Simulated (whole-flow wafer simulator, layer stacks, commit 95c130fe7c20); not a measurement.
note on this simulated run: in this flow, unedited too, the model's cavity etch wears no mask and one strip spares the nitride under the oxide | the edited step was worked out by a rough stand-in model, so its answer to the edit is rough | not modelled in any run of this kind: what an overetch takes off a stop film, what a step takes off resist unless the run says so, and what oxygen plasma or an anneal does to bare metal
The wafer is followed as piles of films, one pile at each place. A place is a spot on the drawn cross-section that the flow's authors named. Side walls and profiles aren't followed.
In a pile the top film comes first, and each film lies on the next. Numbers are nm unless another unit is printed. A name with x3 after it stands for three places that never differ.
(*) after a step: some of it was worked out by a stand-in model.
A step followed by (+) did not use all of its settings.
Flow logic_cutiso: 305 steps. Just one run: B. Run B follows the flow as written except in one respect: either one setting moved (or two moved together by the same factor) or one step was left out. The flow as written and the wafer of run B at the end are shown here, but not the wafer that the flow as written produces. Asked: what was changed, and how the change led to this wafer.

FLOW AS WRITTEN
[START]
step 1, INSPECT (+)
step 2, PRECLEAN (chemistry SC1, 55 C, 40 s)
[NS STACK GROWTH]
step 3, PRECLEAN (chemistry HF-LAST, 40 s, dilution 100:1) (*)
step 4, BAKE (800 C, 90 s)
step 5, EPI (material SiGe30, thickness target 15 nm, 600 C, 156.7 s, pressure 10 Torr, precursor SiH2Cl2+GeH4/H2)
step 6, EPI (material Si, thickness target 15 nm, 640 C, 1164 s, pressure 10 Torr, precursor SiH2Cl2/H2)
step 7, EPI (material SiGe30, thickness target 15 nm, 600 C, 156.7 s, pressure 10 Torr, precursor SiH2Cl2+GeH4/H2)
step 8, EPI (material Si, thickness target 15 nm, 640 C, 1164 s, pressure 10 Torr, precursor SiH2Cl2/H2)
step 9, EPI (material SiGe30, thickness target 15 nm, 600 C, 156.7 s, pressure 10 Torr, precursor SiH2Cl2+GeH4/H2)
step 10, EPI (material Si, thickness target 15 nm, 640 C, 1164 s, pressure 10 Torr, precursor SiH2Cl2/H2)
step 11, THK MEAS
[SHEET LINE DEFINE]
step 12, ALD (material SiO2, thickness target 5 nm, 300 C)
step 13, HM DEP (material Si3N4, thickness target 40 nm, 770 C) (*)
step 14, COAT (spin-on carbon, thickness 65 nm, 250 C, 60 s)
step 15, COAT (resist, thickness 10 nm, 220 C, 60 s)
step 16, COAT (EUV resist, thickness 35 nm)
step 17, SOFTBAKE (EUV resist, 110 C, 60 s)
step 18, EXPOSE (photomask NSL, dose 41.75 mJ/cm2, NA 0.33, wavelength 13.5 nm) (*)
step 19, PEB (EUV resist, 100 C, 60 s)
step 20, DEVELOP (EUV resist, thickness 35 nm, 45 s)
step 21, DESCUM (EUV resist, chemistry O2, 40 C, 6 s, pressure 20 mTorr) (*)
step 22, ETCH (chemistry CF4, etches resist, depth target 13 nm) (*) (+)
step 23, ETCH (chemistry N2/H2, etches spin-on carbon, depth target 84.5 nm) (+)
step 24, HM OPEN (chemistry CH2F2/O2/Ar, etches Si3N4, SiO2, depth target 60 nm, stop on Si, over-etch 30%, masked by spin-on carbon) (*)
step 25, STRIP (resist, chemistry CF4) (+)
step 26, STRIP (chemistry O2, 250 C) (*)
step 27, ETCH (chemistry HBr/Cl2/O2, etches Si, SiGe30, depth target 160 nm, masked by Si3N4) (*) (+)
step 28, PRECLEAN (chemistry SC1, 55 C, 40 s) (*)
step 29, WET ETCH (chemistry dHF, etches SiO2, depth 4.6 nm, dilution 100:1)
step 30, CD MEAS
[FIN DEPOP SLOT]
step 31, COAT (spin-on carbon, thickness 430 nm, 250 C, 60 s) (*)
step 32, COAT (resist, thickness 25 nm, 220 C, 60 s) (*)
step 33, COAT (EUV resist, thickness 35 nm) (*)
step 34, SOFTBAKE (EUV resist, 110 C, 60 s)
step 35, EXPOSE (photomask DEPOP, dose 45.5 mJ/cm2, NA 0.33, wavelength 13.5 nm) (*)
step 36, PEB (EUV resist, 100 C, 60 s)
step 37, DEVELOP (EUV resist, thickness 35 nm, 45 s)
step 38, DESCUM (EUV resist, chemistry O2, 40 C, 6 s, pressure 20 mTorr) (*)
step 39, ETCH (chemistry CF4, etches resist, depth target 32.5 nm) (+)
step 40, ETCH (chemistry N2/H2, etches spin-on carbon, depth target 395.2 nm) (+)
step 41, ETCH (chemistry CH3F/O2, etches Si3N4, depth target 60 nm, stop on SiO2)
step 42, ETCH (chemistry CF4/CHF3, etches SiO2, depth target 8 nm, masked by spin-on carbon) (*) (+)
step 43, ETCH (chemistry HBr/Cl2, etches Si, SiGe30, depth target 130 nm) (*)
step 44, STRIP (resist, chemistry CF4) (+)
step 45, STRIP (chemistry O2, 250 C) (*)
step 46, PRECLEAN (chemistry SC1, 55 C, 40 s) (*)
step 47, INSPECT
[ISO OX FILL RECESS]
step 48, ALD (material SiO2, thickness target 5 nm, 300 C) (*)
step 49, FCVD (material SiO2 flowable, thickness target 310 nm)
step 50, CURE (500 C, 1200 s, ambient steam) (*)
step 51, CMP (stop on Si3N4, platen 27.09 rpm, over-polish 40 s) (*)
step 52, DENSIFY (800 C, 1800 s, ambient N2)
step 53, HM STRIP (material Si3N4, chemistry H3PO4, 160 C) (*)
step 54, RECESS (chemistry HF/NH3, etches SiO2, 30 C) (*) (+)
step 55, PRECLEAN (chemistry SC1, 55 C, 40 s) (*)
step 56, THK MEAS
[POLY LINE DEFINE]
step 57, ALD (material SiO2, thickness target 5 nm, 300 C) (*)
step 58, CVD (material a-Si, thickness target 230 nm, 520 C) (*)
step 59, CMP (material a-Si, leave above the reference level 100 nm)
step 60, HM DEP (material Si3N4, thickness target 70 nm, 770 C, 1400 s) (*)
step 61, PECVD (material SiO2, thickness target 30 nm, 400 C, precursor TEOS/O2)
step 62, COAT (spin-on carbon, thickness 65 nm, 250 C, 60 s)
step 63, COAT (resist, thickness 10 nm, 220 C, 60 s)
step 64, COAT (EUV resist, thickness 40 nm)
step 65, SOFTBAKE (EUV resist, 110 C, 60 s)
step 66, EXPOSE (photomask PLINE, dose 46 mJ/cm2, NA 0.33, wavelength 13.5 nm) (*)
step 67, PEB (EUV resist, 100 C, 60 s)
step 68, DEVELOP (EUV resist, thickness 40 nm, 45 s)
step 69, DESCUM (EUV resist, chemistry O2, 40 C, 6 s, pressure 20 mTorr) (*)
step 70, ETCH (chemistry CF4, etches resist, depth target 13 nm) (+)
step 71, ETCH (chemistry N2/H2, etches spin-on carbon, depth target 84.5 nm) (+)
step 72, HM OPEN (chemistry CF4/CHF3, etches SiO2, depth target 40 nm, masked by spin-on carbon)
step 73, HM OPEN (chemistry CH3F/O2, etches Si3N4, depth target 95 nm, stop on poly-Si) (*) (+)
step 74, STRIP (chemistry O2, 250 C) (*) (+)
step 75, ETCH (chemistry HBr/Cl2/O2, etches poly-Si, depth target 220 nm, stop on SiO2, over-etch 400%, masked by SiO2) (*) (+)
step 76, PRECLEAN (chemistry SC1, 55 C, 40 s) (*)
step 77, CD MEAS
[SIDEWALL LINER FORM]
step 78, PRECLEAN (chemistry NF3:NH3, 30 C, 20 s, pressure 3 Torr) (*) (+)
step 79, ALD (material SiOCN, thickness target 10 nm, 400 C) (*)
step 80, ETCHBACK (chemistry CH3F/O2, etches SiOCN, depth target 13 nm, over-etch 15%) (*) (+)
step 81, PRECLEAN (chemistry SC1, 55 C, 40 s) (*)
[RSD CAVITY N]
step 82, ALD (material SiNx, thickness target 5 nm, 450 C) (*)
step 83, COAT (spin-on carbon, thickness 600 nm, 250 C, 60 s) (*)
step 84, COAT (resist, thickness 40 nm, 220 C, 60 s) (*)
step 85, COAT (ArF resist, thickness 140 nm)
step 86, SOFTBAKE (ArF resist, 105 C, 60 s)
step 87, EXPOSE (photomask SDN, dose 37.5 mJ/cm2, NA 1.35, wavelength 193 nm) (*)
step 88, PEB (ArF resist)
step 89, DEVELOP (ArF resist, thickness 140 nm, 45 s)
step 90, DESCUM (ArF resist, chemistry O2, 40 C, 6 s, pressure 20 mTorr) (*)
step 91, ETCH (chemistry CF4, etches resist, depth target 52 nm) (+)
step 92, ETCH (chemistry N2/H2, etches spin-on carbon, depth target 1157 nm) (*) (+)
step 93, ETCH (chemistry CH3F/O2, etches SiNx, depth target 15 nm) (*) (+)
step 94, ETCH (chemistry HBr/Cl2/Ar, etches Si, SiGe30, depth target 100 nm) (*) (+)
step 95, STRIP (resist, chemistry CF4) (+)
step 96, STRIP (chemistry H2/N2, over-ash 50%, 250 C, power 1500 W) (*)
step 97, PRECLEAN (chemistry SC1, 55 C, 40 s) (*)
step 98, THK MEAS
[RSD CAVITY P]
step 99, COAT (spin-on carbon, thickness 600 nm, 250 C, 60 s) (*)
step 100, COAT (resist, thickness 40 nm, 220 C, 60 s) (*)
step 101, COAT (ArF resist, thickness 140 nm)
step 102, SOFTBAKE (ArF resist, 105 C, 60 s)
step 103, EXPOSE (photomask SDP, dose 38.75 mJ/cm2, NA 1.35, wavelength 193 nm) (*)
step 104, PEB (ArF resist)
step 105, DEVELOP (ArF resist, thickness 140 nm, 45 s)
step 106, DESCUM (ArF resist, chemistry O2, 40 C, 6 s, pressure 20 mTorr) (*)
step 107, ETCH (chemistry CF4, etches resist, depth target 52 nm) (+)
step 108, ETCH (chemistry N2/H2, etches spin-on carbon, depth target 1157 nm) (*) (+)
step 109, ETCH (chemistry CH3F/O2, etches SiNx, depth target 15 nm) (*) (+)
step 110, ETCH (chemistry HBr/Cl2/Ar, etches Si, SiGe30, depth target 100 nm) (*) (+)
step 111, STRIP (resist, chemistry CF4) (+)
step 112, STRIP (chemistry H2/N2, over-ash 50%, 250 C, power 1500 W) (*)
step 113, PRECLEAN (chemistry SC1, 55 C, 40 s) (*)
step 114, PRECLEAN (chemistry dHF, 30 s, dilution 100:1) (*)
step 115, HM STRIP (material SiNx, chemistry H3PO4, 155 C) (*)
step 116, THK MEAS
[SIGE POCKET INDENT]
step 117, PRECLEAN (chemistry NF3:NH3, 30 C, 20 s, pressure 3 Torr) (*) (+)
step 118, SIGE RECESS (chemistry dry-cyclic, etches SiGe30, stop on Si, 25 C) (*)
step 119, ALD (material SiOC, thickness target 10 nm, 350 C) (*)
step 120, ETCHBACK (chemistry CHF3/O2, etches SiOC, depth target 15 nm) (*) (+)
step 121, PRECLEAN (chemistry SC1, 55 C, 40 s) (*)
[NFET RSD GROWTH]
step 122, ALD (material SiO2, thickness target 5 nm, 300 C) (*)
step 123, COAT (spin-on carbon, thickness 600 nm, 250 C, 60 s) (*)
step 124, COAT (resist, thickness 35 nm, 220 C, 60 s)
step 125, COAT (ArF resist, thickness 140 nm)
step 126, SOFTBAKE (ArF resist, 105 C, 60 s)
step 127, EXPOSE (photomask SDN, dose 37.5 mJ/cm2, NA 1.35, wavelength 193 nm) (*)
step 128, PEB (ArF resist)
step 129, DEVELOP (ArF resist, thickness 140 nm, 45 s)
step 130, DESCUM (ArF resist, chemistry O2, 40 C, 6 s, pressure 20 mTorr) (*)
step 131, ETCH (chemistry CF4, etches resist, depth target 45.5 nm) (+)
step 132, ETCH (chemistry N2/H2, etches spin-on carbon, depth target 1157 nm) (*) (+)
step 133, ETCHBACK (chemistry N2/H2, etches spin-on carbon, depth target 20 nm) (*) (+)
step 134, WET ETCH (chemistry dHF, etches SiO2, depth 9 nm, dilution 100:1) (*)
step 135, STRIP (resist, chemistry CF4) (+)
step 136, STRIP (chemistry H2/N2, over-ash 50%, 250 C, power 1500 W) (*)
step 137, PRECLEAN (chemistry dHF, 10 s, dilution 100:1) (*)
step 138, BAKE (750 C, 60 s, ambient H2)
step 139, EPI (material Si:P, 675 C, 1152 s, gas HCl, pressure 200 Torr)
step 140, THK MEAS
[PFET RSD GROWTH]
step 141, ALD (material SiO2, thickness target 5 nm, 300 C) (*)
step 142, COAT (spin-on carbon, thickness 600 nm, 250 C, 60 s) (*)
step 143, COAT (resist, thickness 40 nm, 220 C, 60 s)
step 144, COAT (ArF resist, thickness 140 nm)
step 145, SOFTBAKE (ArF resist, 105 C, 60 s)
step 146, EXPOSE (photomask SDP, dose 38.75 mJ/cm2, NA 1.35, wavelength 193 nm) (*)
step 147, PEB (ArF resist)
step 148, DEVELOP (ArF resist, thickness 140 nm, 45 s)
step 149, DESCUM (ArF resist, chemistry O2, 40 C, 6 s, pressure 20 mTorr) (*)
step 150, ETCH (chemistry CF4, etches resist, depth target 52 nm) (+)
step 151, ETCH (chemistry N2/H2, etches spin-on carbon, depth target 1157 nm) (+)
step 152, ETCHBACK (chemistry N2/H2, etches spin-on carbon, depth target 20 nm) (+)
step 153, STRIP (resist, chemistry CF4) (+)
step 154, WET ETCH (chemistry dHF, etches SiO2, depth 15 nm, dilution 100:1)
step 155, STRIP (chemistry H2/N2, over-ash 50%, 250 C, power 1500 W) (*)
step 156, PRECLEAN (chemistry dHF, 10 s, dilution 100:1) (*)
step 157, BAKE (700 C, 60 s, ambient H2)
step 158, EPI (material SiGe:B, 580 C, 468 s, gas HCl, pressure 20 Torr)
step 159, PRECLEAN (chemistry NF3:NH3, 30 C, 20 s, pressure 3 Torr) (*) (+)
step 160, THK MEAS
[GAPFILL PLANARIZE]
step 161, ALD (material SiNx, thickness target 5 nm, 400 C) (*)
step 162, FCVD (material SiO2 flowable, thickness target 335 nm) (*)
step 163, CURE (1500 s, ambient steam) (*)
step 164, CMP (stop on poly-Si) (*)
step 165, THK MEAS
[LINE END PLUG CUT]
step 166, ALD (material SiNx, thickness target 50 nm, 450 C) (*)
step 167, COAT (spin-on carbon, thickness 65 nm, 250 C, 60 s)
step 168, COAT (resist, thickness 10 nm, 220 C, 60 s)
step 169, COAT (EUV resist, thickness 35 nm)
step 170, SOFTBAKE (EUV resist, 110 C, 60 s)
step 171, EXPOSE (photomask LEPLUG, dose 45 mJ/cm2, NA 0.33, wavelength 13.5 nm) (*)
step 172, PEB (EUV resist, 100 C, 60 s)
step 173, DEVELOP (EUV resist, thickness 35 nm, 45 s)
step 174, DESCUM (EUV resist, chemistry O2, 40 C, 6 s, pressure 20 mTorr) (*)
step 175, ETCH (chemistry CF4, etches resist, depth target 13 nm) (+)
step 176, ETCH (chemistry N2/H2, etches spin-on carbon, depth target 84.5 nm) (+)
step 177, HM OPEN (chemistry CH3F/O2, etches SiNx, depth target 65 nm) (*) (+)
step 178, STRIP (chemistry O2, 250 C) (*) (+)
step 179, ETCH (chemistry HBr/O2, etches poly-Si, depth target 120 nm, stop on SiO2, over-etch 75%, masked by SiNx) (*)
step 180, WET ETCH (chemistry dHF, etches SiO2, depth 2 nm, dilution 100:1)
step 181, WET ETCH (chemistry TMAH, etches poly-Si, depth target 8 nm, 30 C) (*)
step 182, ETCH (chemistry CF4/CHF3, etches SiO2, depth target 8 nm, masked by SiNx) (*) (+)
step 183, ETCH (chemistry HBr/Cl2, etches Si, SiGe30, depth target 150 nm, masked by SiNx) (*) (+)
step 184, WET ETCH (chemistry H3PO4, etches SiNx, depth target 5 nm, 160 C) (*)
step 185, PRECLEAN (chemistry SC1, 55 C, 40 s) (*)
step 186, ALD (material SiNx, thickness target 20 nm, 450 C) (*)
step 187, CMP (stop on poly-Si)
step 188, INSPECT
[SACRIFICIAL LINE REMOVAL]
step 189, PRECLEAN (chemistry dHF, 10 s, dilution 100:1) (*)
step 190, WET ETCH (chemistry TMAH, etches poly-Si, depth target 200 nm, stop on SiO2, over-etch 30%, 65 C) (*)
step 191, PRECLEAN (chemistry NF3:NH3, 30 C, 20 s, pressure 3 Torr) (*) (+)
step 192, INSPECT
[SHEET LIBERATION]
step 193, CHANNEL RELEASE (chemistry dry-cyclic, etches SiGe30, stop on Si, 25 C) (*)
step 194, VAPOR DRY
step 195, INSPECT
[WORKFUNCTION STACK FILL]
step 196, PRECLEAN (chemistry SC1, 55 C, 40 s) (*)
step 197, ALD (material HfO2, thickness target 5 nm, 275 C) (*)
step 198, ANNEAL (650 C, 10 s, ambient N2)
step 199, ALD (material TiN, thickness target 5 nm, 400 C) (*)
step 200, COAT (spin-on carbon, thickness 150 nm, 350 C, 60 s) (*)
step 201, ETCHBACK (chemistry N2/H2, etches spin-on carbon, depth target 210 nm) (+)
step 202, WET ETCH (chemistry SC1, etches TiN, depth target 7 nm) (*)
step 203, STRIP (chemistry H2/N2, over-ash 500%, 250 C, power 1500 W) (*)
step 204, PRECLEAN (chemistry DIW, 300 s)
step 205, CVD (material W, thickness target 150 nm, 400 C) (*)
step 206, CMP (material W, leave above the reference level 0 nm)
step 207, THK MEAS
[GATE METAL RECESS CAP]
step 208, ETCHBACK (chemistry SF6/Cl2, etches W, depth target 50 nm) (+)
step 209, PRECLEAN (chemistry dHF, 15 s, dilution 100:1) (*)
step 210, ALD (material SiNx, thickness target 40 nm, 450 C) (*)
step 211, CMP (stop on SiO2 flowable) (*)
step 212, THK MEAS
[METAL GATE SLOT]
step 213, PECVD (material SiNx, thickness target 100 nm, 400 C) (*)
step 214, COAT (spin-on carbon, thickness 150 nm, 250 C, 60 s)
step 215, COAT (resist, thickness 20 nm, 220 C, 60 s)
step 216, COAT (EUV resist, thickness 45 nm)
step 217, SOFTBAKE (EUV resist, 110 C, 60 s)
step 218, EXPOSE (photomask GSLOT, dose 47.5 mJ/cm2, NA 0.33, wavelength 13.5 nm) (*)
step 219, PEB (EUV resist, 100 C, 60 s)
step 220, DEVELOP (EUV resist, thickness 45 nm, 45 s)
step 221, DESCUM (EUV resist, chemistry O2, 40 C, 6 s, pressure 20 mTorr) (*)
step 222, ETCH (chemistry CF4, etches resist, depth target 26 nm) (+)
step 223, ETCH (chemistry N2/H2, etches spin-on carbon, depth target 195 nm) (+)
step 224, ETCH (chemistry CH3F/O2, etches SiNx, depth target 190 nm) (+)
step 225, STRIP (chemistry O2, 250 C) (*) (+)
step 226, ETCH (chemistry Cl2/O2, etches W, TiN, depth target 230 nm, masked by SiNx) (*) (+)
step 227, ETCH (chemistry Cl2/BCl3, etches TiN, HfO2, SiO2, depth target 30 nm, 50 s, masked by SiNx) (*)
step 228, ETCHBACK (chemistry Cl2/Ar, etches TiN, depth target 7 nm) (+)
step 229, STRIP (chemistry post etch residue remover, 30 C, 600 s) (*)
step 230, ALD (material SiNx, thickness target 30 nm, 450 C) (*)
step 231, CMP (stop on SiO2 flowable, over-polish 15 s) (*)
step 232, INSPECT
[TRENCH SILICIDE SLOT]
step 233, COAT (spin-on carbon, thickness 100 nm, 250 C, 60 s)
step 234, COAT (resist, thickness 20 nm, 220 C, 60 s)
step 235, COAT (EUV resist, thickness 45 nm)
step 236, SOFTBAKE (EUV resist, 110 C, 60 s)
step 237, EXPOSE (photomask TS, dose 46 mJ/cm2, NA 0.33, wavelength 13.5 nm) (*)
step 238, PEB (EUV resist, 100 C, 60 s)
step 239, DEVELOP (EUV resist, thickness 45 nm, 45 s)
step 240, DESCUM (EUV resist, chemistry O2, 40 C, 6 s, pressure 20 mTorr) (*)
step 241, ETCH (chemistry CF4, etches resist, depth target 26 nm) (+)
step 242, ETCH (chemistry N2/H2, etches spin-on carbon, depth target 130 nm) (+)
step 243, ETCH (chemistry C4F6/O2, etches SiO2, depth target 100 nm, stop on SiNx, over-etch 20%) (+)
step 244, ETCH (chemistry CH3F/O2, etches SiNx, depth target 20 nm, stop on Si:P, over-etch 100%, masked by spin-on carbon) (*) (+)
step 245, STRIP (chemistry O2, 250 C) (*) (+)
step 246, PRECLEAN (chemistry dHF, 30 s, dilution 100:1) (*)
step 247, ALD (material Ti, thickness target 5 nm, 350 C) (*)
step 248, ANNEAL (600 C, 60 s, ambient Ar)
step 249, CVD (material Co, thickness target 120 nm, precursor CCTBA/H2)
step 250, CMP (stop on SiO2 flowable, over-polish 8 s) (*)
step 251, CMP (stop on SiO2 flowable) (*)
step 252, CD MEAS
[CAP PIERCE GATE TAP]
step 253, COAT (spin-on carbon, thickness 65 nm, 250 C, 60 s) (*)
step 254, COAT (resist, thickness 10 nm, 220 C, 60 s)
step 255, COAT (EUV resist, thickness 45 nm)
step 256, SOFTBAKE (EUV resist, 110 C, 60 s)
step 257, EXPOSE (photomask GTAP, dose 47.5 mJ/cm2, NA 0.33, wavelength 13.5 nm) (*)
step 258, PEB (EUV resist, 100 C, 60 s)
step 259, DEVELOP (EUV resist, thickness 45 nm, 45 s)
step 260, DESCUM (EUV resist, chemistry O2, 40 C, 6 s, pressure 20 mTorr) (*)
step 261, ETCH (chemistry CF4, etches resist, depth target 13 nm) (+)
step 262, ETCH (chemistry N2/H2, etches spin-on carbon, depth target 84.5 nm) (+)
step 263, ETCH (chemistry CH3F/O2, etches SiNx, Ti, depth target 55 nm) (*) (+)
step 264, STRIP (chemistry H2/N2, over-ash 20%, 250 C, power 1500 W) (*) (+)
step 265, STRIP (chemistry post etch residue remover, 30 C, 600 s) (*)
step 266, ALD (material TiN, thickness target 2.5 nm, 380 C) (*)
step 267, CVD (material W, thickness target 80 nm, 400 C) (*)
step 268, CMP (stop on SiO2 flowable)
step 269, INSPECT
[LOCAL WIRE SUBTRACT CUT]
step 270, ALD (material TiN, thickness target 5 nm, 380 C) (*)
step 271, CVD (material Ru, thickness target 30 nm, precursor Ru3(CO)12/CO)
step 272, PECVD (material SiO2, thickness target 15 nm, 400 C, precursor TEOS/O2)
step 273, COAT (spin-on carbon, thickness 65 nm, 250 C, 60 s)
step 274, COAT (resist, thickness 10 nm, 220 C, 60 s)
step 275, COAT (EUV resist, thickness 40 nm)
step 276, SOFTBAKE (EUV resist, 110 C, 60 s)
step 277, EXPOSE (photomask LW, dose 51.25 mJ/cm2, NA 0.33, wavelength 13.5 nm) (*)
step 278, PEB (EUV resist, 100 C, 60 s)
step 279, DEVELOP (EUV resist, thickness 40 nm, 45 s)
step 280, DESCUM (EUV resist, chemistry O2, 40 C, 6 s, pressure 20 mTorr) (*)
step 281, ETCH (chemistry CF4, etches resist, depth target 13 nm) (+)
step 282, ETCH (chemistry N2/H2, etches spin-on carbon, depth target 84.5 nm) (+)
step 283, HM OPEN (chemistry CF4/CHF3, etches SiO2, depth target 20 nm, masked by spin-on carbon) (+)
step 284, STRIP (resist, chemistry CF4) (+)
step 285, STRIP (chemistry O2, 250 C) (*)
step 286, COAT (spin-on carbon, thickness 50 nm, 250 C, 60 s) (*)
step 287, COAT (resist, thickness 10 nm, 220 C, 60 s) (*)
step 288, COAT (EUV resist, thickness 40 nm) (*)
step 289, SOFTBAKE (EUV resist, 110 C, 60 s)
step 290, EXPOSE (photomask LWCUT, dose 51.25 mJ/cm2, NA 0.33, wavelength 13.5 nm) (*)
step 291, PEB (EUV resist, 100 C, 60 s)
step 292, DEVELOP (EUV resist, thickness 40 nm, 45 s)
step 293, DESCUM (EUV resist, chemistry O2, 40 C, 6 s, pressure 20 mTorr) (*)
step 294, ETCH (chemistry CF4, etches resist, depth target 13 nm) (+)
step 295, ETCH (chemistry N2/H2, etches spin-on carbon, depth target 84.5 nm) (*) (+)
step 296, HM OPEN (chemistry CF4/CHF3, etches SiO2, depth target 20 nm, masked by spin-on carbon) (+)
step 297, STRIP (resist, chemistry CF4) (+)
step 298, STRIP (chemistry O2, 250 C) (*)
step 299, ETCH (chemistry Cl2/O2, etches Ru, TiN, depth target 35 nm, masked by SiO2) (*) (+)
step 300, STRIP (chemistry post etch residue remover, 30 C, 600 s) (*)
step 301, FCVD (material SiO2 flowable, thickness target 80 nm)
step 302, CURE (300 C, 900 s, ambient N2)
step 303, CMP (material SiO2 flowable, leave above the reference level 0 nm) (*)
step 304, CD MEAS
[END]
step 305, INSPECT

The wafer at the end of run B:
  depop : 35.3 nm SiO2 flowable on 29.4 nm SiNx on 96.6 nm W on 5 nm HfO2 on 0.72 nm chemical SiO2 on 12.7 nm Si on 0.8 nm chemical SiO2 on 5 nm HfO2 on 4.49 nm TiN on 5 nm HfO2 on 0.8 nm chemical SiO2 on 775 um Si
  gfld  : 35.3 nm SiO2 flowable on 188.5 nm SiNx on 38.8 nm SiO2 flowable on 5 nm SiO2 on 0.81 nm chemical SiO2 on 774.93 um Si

Cause: step 43, ETCH: depth target 58.5 nm was run, while the flow as written has depth target 130 nm.

How this came from the change, step by step:
  step 43, ETCH (chemistry HBr/Cl2, etches Si, SiGe30, depth target 130 nm) (*)
      depop: -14 Si (all of it), -15 SiGe30 (all of it), -15 Si (all of it), -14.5 SiGe30 (in the flow as written it would be: -14 Si (all of it), -15 SiGe30 (all of it), -15 Si (all of it), -15 SiGe30 (all of it), -15 Si (all of it), -15 SiGe30 (all of it), -41 Si)
      dpovl, gl, glp and 16 more: -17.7 spin-on carbon (in the flow as written it would be: -32 spin-on carbon)
      (as well as at 2 more places)
  step 45, STRIP (chemistry O2, 250 C) (*)
      depop: +1.54 chemical SiO2 (new film), -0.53 SiGe30 (all of it), -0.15 Si (in the flow as written it would be: +1.13 chemical SiO2 (new film), -0.5 Si)
      gfld, lnri: +0.82 chemical SiO2 (new film), -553 spin-on carbon (all of it), -0.36 Si (in the flow as written it would be: +0.82 chemical SiO2 (new film), -538.7 spin-on carbon (all of it), -0.36 Si)
      (as well as at 19 more places)
  step 49, FCVD (material SiO2 flowable, thickness target 310 nm)
      depop: +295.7 SiO2 flowable (new film) (in the flow as written it would be: +359.9 SiO2 flowable (new film))
      ns: +208.8 SiO2 flowable (new film) (in the flow as written it would be: +201.3 SiO2 flowable (new film))
  step 51, CMP (stop on Si3N4, platen 27.09 rpm, over-polish 40 s) (*)
      depop: -207.9 SiO2 flowable (in the flow as written it would be: -200.5 SiO2 flowable)
      dpovl: -207.8 SiO2 flowable (in the flow as written it would be: -200.4 SiO2 flowable)
      (as well as at 3 more places)
  step 52, DENSIFY (800 C, 1800 s, ambient N2)
      depop: -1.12 SiO2 flowable (in the flow as written it would be: -2.32 SiO2 flowable)
  step 54, RECESS (chemistry HF/NH3, etches SiO2, 30 C) (*) (+)
      depop: -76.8 SiO2 flowable (all of it), -5 SiO2 (all of it), -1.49 chemical SiO2 (all of it) (in the flow as written it would be: -111.9 SiO2 flowable)
  step 55, PRECLEAN (chemistry SC1, 55 C, 40 s) (*)
      depop: +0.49 chemical SiO2 (new film), -1.12 Si (in the flow as written it would be: -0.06 SiO2 flowable)
  step 58, CVD (material a-Si, thickness target 230 nm, 520 C) (*)
      depop: +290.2 a-Si (new film) (in the flow as written it would be: +319.4 a-Si (new film))
  step 60, HM DEP (material Si3N4, thickness target 70 nm, 770 C, 1400 s) (*)
      depop: +70 Si3N4 (new film), +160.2 poly-Si (new film), -160.2 a-Si (all of it) (in the flow as written it would be: +70 Si3N4 (new film), +189.4 poly-Si (new film), -189.4 a-Si (all of it))
  step 190, WET ETCH (chemistry TMAH, etches poly-Si, depth target 200 nm, stop on SiO2, over-etch 30%, 65 C) (*)
      depop: -160.2 poly-Si (all of it) (in the flow as written it would be: -189.4 poly-Si (all of it))
  step 191, PRECLEAN (chemistry NF3:NH3, 30 C, 20 s, pressure 3 Torr) (*) (+)
      depop: -5 SiO2 (all of it), -0.49 chemical SiO2 (all of it) (in the flow as written it would be: -5 SiO2 (all of it), -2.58 SiO2 flowable)
  step 193, CHANNEL RELEASE (chemistry dry-cyclic, etches SiGe30, stop on Si, 25 C) (*)
      depop: +0.8 chemical SiO2 (new film), -0.99 Si, +0.8 chemical SiO2 (new film), +14.5 cavity (new film), +0.8 chemical SiO2 (new film), -15 SiGe30 (all of it), -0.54 Si (in the flow as written it would be: nothing)
  step 197, ALD (material HfO2, thickness target 5 nm, 275 C) (*)
      depop: +5 HfO2 (new film), +5 HfO2 (new film), -10 cavity, +5 HfO2 (new film) (in the flow as written it would be: +5 HfO2 (new film))
  step 199, ALD (material TiN, thickness target 5 nm, 400 C) (*)
      depop: +5 TiN (new film), +4.49 TiN (new film), -4.49 cavity (all of it) (in the flow as written it would be: +5 TiN (new film))
  step 200, COAT (spin-on carbon, thickness 150 nm, 350 C, 60 s) (*)
      depop: +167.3 spin-on carbon (new film) (in the flow as written it would be: +194.7 spin-on carbon (new film))
      dpovl: +199 spin-on carbon (new film) (in the flow as written it would be: +194.8 spin-on carbon (new film))
      (as well as at 2 more places)
  step 201, ETCHBACK (chemistry N2/H2, etches spin-on carbon, depth target 210 nm) (+)
      depop: -167.3 spin-on carbon (all of it) (in the flow as written it would be: -194.7 spin-on carbon (all of it))
      dpovl: -199 spin-on carbon (all of it) (in the flow as written it would be: -194.8 spin-on carbon (all of it))
      (as well as at 2 more places)
  step 205, CVD (material W, thickness target 150 nm, 400 C) (*)
      depop: +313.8 W (new film) (in the flow as written it would be: +345.5 W (new film))
With metal films that touch counted as one body, depop has 2 bodies (between them, from the top down: HfO2 5 / chemical SiO2 0.72 / Si 12.7 / chemical SiO2 0.8 / HfO2 5); the flow as written gives 1 body.
